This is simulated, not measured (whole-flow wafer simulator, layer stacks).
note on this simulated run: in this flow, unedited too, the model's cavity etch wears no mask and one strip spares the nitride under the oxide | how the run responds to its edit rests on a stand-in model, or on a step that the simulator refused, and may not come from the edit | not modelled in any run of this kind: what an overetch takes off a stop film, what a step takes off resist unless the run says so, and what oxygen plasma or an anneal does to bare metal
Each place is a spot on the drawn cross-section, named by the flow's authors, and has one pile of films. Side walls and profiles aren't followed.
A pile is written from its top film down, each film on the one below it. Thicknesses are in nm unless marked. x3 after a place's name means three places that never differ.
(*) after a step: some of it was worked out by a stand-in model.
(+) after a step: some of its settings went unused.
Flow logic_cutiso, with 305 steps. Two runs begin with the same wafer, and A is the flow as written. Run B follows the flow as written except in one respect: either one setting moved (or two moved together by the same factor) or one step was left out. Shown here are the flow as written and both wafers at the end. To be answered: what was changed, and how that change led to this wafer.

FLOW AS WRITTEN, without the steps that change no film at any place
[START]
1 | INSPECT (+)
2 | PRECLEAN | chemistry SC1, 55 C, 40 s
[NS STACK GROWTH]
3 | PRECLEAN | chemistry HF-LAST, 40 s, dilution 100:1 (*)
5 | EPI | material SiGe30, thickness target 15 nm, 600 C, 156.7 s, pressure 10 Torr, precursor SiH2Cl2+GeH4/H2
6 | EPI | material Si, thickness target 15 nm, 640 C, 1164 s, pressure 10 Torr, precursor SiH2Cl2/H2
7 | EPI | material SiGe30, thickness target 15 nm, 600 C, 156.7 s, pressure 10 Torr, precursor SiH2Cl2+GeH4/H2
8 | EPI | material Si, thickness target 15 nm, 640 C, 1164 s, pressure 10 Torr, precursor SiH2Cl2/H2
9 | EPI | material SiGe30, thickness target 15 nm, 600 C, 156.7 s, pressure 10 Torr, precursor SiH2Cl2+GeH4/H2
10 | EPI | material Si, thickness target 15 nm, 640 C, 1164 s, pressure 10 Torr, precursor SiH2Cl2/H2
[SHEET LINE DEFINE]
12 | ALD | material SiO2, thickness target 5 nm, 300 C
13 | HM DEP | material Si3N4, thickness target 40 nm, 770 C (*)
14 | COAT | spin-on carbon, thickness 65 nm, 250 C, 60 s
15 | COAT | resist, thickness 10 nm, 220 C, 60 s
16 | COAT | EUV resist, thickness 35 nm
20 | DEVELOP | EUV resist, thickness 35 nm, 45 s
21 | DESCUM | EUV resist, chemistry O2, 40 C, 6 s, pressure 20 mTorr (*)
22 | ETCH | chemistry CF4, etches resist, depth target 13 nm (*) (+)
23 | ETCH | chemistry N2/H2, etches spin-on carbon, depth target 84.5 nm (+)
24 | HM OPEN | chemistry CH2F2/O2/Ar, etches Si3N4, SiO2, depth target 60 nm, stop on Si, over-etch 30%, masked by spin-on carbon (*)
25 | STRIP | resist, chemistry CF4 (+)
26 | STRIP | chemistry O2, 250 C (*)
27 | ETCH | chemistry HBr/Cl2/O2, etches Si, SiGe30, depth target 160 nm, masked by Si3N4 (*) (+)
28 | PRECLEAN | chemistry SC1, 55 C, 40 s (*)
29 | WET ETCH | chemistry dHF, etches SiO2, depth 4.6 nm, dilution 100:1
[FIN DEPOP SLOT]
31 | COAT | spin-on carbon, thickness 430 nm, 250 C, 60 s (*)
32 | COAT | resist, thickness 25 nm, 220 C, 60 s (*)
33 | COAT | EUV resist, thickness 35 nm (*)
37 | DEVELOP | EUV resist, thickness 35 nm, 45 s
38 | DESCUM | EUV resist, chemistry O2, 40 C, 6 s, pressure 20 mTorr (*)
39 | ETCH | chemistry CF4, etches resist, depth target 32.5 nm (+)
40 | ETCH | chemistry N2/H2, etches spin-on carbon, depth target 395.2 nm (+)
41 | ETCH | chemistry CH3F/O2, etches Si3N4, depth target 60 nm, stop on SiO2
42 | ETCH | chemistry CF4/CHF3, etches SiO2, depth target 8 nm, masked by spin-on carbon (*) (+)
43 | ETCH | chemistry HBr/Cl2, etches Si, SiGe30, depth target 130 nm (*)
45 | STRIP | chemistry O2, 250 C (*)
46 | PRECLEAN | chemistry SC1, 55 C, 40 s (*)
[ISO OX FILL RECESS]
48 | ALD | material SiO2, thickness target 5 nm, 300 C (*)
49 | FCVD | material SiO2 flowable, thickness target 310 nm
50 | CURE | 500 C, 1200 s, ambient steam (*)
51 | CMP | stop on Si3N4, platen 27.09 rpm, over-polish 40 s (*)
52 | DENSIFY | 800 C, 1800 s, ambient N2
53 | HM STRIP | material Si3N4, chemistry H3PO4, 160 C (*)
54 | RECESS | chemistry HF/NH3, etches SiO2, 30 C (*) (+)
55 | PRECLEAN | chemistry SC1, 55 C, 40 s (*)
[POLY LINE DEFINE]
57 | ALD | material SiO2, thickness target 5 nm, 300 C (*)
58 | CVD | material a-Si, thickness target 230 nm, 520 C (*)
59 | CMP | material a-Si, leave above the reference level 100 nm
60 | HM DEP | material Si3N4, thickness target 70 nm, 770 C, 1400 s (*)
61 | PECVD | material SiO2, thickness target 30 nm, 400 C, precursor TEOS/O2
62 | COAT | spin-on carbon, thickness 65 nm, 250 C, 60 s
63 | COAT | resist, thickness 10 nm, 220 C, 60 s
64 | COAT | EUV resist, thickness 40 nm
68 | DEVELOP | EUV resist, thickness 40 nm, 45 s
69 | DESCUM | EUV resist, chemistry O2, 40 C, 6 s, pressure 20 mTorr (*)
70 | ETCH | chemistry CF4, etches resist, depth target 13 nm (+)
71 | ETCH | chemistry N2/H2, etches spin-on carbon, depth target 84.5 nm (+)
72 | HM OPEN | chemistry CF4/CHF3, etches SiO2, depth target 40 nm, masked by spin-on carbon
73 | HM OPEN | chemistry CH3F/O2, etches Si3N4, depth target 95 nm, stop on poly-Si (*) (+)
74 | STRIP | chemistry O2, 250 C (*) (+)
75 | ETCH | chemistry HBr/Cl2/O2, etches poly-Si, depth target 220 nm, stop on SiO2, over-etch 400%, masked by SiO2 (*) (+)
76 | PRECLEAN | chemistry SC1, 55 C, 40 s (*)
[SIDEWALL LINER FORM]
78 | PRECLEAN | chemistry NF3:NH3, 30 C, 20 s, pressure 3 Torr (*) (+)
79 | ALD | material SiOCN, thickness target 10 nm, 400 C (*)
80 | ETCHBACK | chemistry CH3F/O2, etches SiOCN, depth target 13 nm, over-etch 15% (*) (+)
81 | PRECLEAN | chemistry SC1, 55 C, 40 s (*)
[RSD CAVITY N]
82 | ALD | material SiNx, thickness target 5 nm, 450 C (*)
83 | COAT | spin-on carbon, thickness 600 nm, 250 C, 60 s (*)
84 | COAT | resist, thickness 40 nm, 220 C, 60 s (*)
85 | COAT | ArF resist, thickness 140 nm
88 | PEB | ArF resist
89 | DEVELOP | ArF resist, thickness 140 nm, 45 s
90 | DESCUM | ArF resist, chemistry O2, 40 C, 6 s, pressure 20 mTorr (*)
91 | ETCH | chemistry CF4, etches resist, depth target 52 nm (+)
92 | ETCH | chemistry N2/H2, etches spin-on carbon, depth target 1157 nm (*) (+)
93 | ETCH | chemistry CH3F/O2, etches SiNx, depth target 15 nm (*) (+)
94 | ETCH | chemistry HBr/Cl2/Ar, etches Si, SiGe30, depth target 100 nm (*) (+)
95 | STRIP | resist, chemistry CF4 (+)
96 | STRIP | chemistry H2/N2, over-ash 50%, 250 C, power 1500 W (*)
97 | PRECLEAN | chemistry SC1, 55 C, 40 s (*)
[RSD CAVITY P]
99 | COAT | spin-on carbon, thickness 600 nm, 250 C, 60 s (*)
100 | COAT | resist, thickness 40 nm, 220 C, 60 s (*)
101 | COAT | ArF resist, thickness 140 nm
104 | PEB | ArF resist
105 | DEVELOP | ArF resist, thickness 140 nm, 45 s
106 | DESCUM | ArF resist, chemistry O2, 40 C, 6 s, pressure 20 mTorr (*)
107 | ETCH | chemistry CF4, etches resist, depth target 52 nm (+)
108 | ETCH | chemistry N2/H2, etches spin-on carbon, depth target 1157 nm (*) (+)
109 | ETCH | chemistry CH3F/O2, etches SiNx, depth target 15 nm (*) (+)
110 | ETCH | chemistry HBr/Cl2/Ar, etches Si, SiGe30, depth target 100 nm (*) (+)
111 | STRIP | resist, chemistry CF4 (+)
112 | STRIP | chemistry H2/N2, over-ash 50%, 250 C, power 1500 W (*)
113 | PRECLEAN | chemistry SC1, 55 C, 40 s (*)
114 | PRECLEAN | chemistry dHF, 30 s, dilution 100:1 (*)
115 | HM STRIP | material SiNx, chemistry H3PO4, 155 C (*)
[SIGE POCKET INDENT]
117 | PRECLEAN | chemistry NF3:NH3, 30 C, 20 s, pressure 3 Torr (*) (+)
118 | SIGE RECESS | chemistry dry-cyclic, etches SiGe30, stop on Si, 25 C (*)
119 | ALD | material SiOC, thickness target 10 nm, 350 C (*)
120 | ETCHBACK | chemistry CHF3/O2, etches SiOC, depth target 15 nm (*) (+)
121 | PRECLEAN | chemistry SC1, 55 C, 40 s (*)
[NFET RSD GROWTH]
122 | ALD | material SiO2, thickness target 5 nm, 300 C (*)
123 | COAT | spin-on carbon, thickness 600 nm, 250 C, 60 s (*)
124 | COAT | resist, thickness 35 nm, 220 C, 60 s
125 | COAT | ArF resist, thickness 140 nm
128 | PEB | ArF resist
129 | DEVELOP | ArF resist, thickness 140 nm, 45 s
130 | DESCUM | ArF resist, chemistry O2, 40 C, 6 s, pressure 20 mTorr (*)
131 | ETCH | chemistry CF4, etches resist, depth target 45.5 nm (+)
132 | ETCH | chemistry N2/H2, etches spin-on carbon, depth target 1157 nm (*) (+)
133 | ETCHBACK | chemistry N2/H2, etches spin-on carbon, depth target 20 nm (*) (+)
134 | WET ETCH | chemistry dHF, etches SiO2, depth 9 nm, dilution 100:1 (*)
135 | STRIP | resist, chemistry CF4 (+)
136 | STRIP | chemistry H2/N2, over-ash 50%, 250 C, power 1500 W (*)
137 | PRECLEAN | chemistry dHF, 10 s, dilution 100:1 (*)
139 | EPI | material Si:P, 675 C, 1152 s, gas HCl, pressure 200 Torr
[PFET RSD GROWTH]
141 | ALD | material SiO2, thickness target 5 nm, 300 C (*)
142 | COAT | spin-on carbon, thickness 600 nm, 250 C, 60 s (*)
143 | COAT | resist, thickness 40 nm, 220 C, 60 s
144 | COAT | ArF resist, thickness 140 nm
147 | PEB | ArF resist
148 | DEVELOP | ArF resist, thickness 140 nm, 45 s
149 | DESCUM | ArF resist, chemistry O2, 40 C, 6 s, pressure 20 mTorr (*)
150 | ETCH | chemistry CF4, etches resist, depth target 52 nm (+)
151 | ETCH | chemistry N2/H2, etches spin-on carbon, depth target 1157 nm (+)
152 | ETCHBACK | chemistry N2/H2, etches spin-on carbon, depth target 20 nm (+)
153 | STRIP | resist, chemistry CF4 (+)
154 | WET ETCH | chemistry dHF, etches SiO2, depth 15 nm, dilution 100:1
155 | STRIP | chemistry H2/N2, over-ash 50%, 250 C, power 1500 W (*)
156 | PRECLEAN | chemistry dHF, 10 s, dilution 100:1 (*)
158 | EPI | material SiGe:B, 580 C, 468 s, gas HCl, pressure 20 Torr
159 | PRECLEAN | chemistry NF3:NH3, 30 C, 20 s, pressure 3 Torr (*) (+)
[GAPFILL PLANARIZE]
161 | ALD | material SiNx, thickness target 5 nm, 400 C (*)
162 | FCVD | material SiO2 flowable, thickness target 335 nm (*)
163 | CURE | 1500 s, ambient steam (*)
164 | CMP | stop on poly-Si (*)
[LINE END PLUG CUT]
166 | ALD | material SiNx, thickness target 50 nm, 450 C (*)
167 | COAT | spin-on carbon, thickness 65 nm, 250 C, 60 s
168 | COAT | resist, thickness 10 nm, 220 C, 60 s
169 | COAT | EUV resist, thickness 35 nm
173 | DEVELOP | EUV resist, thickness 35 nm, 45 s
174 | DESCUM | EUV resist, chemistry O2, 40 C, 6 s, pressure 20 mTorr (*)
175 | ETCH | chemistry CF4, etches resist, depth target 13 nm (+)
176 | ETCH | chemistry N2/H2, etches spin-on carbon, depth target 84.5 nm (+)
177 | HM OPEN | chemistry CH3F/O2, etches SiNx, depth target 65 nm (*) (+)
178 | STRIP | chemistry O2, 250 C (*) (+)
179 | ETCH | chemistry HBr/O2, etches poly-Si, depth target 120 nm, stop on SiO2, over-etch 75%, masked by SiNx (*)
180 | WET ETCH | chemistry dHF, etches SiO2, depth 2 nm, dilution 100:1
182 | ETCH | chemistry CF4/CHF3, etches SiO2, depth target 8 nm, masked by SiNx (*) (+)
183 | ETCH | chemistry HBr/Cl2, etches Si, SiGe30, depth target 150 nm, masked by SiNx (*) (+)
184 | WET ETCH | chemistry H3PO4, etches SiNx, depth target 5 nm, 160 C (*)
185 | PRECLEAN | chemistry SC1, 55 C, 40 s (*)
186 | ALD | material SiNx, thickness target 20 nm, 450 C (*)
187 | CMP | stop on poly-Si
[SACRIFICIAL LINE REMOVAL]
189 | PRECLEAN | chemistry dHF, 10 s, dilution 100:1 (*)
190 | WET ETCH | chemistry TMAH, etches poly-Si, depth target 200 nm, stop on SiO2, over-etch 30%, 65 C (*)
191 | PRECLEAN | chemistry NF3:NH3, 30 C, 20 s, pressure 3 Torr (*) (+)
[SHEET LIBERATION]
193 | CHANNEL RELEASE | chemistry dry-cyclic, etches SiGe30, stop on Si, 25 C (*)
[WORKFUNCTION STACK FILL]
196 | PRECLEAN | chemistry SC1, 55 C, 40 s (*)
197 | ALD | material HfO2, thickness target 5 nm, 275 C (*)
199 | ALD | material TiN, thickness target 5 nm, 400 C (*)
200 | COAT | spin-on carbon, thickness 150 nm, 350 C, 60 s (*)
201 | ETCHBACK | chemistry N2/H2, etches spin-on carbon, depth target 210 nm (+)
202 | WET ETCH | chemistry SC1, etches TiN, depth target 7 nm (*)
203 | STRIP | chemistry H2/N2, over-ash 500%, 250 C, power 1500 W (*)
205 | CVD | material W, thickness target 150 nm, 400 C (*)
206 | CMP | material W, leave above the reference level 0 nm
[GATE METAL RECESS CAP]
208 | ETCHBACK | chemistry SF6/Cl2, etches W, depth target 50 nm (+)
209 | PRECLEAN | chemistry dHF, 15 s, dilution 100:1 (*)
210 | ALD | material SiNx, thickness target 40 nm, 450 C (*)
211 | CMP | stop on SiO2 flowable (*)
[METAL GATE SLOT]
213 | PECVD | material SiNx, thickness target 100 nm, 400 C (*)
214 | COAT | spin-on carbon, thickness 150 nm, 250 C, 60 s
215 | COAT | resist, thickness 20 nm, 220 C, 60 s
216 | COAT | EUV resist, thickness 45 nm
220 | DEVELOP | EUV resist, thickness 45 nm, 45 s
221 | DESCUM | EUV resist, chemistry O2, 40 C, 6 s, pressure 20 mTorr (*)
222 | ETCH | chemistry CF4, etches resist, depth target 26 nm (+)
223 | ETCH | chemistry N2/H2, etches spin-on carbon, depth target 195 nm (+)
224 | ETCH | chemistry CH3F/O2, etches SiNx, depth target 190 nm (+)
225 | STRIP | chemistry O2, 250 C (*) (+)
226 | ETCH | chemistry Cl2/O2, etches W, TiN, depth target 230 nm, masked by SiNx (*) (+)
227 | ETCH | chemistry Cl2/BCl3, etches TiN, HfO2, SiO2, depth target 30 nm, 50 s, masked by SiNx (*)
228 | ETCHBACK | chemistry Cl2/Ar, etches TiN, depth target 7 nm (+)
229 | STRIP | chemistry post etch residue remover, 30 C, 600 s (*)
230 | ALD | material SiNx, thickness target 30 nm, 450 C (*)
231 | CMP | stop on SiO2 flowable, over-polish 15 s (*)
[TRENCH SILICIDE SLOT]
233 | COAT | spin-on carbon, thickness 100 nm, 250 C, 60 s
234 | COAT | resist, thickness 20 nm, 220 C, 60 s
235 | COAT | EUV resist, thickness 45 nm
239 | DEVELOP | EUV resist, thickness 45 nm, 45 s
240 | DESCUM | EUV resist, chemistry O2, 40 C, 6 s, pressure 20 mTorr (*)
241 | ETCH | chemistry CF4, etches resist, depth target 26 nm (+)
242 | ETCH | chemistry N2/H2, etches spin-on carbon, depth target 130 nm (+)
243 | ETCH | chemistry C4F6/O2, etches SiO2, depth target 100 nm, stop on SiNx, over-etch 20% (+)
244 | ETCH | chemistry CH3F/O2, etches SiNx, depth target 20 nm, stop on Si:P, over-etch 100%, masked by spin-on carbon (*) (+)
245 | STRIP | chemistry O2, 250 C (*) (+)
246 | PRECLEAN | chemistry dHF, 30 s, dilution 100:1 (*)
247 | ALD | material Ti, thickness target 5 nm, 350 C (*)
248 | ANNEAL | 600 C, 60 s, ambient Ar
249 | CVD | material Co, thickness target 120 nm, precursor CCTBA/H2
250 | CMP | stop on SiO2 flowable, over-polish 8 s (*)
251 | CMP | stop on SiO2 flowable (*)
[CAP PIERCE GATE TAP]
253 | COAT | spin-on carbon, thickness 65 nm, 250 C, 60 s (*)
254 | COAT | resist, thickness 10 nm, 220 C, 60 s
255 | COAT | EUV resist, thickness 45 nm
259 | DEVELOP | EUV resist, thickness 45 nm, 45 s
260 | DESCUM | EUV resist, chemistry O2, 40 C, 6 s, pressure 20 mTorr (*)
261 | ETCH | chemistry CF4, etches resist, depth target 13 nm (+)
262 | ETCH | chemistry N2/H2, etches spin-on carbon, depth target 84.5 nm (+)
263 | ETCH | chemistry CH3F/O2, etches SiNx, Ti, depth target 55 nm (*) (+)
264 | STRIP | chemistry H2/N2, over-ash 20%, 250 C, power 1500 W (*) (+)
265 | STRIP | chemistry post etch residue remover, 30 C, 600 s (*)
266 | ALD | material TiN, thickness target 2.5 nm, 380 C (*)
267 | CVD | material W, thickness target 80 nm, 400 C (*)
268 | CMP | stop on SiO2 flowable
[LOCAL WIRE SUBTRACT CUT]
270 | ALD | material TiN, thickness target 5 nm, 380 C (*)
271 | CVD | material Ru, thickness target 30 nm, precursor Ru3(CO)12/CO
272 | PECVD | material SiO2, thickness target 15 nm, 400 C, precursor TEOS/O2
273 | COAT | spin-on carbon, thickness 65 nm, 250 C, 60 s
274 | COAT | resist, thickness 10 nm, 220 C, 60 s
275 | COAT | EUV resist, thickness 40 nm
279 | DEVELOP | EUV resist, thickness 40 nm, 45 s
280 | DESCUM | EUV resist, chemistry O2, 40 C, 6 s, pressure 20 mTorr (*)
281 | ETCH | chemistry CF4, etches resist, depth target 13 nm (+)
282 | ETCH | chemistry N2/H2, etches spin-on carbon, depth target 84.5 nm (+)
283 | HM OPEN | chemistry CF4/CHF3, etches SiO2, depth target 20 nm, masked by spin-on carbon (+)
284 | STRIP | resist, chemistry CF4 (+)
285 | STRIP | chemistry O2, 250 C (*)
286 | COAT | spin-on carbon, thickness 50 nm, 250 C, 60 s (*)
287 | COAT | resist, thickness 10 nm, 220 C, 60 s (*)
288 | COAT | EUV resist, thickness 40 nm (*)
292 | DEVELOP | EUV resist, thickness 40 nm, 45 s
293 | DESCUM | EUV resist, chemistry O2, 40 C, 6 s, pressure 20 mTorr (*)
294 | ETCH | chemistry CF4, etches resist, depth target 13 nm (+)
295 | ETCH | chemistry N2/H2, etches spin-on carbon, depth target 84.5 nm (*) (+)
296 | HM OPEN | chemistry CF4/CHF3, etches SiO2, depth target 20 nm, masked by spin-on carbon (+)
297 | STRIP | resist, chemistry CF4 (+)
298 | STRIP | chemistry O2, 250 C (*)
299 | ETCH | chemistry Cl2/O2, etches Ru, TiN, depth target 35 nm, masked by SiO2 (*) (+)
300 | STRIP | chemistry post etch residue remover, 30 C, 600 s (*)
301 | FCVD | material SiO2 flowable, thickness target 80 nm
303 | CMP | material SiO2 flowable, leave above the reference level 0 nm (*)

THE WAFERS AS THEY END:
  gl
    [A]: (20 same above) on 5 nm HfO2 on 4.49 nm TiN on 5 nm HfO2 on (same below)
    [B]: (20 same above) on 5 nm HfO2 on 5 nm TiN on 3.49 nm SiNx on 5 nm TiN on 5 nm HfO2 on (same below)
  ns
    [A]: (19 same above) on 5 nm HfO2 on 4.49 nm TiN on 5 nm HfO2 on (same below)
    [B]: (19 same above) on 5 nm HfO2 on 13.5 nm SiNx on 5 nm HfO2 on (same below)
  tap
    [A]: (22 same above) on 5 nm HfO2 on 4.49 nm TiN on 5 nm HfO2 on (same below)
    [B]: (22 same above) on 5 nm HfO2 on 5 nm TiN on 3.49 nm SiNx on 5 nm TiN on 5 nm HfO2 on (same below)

Cause: step 5, EPI: thickness target 24 nm was run, while the flow as written has thickness target 15 nm; step 5, EPI: 250.7 s was run, where the flow has 156.7 s.

Step by step, how the change led to this:
  5 | EPI | material SiGe30, thickness target 15 nm, 600 C, 156.7 s, pressure 10 Torr, precursor SiH2Cl2+GeH4/H2
      depop, dpovl, gfld and 19 more: A +15 SiGe30 (new film) | B +24 SiGe30 (new film)
  27 | ETCH | chemistry HBr/Cl2/O2, etches Si, SiGe30, depth target 160 nm, masked by Si3N4 (*) (+)
      gfld, gxf, iso, lnri: A -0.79 chemical SiO2 (all of it), -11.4 Si (all of it), -15 SiGe30 (all of it), -15 Si (all of it), -15 SiGe30 (all of it), -15 Si (all of it), -15 SiGe30 (all of it), -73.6 Si | B -0.79 chemical SiO2 (all of it), -11.4 Si (all of it), -15 SiGe30 (all of it), -15 Si (all of it), -15 SiGe30 (all of it), -15 Si (all of it), -24 SiGe30 (all of it), -64.6 Si
      dpovl, nsgap: A -0.79 chemical SiO2 (all of it), -11.8 Si (all of it), -15 SiGe30 (all of it), -15 Si (all of it), -15 SiGe30 (all of it), -15 Si (all of it), -15 SiGe30 (all of it), -73.2 Si | B -0.79 chemical SiO2 (all of it), -11.8 Si (all of it), -15 SiGe30 (all of it), -15 Si (all of it), -15 SiGe30 (all of it), -15 Si (all of it), -24 SiGe30 (all of it), -64.2 Si
      (also at 1 further place)
  43 | ETCH | chemistry HBr/Cl2, etches Si, SiGe30, depth target 130 nm (*)
      depop: A -14 Si (all of it), -15 SiGe30 (all of it), -15 Si (all of it), -15 SiGe30 (all of it), -15 Si (all of it), -15 SiGe30 (all of it), -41 Si | B -14 Si (all of it), -15 SiGe30 (all of it), -15 Si (all of it), -15 SiGe30 (all of it), -15 Si (all of it), -24 SiGe30 (all of it), -32 Si
  94 | ETCH | chemistry HBr/Cl2/Ar, etches Si, SiGe30, depth target 100 nm (*) (+)
      rsdn, rsdx: A -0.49 chemical SiO2 (all of it), -12.8 Si (all of it), -15 SiGe30 (all of it), -15 Si (all of it), -15 SiGe30 (all of it), -15 Si (all of it), -15 SiGe30 (all of it), -12.2 Si | B -0.49 chemical SiO2 (all of it), -12.8 Si (all of it), -15 SiGe30 (all of it), -15 Si (all of it), -15 SiGe30 (all of it), -15 Si (all of it), -24 SiGe30 (all of it), -3.16 Si
  110 | ETCH | chemistry HBr/Cl2/Ar, etches Si, SiGe30, depth target 100 nm (*) (+)
      rsdp, rsdw: A -0.49 chemical SiO2 (all of it), -12.8 Si (all of it), -15 SiGe30 (all of it), -15 Si (all of it), -15 SiGe30 (all of it), -15 Si (all of it), -15 SiGe30 (all of it), -12.2 Si | B -0.49 chemical SiO2 (all of it), -12.8 Si (all of it), -15 SiGe30 (all of it), -15 Si (all of it), -15 SiGe30 (all of it), -15 Si (all of it), -24 SiGe30 (all of it), -3.16 Si
  118 | SIGE RECESS | chemistry dry-cyclic, etches SiGe30, stop on Si, 25 C (*)
      lnr, lnrp, lnrt: A -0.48 SiOCN, -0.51 Si, +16 cavity (new film), -15 SiGe30 (all of it), -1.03 Si, +16 cavity (new film), -15 SiGe30 (all of it), -1.03 Si, +16 cavity (new film), -15 SiGe30 (all of it), -0.51 Si | B -0.48 SiOCN, -0.51 Si, +16 cavity (new film), -15 SiGe30 (all of it), -1.03 Si, +16 cavity (new film), -15 SiGe30 (all of it), -1.03 Si, +25 cavity (new film), -24 SiGe30 (all of it), -0.51 Si
  119 | ALD | material SiOC, thickness target 10 nm, 350 C (*)
      lnr, lnrp, lnrt: A +10 SiOC (new film), +16 SiOC (new film), -16 cavity (all of it), +16 SiOC (new film), -16 cavity (all of it), +16 SiOC (new film), -16 cavity (all of it) | B +10 SiOC (new film), +16 SiOC (new film), -16 cavity (all of it), +16 SiOC (new film), -16 cavity (all of it), +25 SiOC (new film), -25 cavity (all of it)
  183 | ETCH | chemistry HBr/Cl2, etches Si, SiGe30, depth target 150 nm, masked by SiNx (*) (+)
      plug: A -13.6 Si (all of it), -15 SiGe30 (all of it), -15 Si (all of it), -15 SiGe30 (all of it), -15 Si (all of it), -15 SiGe30 (all of it), -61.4 Si | B -13.6 Si (all of it), -15 SiGe30 (all of it), -15 Si (all of it), -15 SiGe30 (all of it), -15 Si (all of it), -24 SiGe30 (all of it), -52.4 Si
  193 | CHANNEL RELEASE | chemistry dry-cyclic, etches SiGe30, stop on Si, 25 C (*)
      gl, glp, gxn, gxp, ns, tap: A +0.8 chemical SiO2 (new film), -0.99 Si, +0.8 chemical SiO2 (new film), +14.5 cavity (new film), +0.8 chemical SiO2 (new film), -15 SiGe30 (all of it), -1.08 Si, +0.8 chemical SiO2 (new film), +14.5 cavity (new film), +0.8 chemical SiO2 (new film), -15 SiGe30 (all of it), -1.08 Si, +0.8 chemical SiO2 (new film), +14.5 cavity (new film), +0.8 chemical SiO2 (new film), -15 SiGe30 (all of it), -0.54 Si | B +0.8 chemical SiO2 (new film), -0.99 Si, +0.8 chemical SiO2 (new film), +14.5 cavity (new film), +0.8 chemical SiO2 (new film), -15 SiGe30 (all of it), -1.08 Si, +0.8 chemical SiO2 (new film), +14.5 cavity (new film), +0.8 chemical SiO2 (new film), -15 SiGe30 (all of it), -1.08 Si, +0.8 chemical SiO2 (new film), +23.5 cavity (new film), +0.8 chemical SiO2 (new film), -24 SiGe30 (all of it), -0.54 Si
  199 | ALD | material TiN, thickness target 5 nm, 400 C (*)
      gl, glp, tap: A +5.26 TiN (new film), +4.49 TiN (new film), -4.49 cavity (all of it), +4.49 TiN (new film), -4.49 cavity (all of it), +4.49 TiN (new film), -4.49 cavity (all of it) | B +5.26 TiN (new film), +4.49 TiN (new film), -4.49 cavity (all of it), +4.49 TiN (new film), -4.49 cavity (all of it), +5 TiN (new film), -10 cavity, +5 TiN (new film)
      gxn, gxp, ns: A +5 TiN (new film), +4.49 TiN (new film), -4.49 cavity (all of it), +4.49 TiN (new film), -4.49 cavity (all of it), +4.49 TiN (new film), -4.49 cavity (all of it) | B +5 TiN (new film), +4.49 TiN (new film), -4.49 cavity (all of it), +4.49 TiN (new film), -4.49 cavity (all of it), +5 TiN (new film), -10 cavity, +5 TiN (new film)
  202 | WET ETCH | chemistry SC1, etches TiN, depth target 7 nm (*)
      ns: A -5 TiN (all of it) | B -5 TiN (all of it), -5 TiN (all of it), +10 cavity, -5 TiN (all of it)
  210 | ALD | material SiNx, thickness target 40 nm, 450 C (*)
      gl, glp, gxn, gxp, tap: A +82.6 SiNx (new film) | B +82.6 SiNx (new film), +3.49 SiNx (new film), -3.49 cavity (all of it)
      ns: A +40 SiNx (new film) | B +40 SiNx (new film), +13.5 SiNx (new film), -13.5 cavity (all of it)
With metal films that touch counted as one body, gl has 5 bodies (between them, from the top down: HfO2 5 / chemical SiO2 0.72 / Si 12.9 / chemical SiO2 0.8 / HfO2 5; HfO2 5 / chemical SiO2 0.8 / Si 13.9 / chemical SiO2 0.8 / HfO2 5; HfO2 5 / chemical SiO2 0.8 / Si 13.9 / chemical SiO2 0.8 / HfO2 5; SiNx 3.49); the flow as written gives 4 bodies (between them, from the top down: HfO2 5 / chemical SiO2 0.72 / Si 12.9 / chemical SiO2 0.8 / HfO2 5; HfO2 5 / chemical SiO2 0.8 / Si 13.9 / chemical SiO2 0.8 / HfO2 5; HfO2 5 / chemical SiO2 0.8 / Si 13.9 / chemical SiO2 0.8 / HfO2 5).
With metal films that touch counted as one body, ns has 3 bodies (between them, from the top down: HfO2 5 / chemical SiO2 0.72 / Si 12.9 / chemical SiO2 0.8 / HfO2 5; HfO2 5 / chemical SiO2 0.8 / Si 13.9 / chemical SiO2 0.8 / HfO2 5); the flow as written gives 4 bodies (between them, from the top down: HfO2 5 / chemical SiO2 0.72 / Si 12.9 / chemical SiO2 0.8 / HfO2 5; HfO2 5 / chemical SiO2 0.8 / Si 13.9 / chemical SiO2 0.8 / HfO2 5; HfO2 5 / chemical SiO2 0.8 / Si 13.9 / chemical SiO2 0.8 / HfO2 5).
With metal films that touch counted as one body, tap has 5 bodies (between them, from the top down: HfO2 5 / chemical SiO2 0.72 / Si 12.9 / chemical SiO2 0.8 / HfO2 5; HfO2 5 / chemical SiO2 0.8 / Si 13.9 / chemical SiO2 0.8 / HfO2 5; HfO2 5 / chemical SiO2 0.8 / Si 13.9 / chemical SiO2 0.8 / HfO2 5; SiNx 3.49); the flow as written gives 4 bodies (between them, from the top down: HfO2 5 / chemical SiO2 0.72 / Si 12.9 / chemical SiO2 0.8 / HfO2 5; HfO2 5 / chemical SiO2 0.8 / Si 13.9 / chemical SiO2 0.8 / HfO2 5; HfO2 5 / chemical SiO2 0.8 / Si 13.9 / chemical SiO2 0.8 / HfO2 5).
